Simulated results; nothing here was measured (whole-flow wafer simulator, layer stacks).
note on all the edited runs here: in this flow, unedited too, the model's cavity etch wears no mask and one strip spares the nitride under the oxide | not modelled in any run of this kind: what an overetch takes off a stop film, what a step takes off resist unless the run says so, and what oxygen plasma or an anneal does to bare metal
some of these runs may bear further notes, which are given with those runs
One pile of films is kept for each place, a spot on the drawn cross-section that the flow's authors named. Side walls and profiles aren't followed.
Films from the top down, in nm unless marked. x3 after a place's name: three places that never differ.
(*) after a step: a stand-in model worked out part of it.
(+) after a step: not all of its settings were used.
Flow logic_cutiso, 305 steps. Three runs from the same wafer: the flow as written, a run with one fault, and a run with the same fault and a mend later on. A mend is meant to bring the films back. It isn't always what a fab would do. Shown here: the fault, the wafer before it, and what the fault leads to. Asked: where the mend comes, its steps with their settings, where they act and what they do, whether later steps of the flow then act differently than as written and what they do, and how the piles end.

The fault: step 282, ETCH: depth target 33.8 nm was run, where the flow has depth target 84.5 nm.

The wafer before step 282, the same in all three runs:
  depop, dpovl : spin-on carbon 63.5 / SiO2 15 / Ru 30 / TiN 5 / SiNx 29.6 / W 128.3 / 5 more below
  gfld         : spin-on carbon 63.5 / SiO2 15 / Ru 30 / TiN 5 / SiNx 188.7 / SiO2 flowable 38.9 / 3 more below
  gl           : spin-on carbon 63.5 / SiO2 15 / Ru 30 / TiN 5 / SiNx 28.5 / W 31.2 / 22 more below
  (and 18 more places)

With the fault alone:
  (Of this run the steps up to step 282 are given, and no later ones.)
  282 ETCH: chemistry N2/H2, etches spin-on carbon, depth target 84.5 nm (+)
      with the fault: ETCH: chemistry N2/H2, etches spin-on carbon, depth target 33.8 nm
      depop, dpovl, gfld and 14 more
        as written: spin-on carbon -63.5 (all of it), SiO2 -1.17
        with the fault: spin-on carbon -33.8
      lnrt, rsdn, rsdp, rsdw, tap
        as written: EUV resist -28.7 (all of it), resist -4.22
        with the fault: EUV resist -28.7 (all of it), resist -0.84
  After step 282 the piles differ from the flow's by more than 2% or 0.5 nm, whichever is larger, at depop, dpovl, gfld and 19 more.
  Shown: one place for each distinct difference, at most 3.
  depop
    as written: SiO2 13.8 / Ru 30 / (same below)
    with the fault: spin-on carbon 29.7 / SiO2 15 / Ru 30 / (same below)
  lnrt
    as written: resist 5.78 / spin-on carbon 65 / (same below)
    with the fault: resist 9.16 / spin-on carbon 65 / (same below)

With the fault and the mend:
  The mend comes after step 282.
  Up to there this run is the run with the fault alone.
  282a ETCH: chemistry N2/H2, etches spin-on carbon, depth target 50.7 nm (*) (+) (the flow's step 282 once more, with other settings)
      depop, dpovl, gfld and 14 more
        spin-on carbon -29.7 (all of it), SiO2 -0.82
      lnrt, rsdn, rsdp, rsdw, tap
        resist -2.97
  No later step of the flow acts differently than as written, at any place that is followed, by more than 2% or 0.5 nm, whichever is larger.
  At the end the piles are the same as the flow's at every place that both follow.
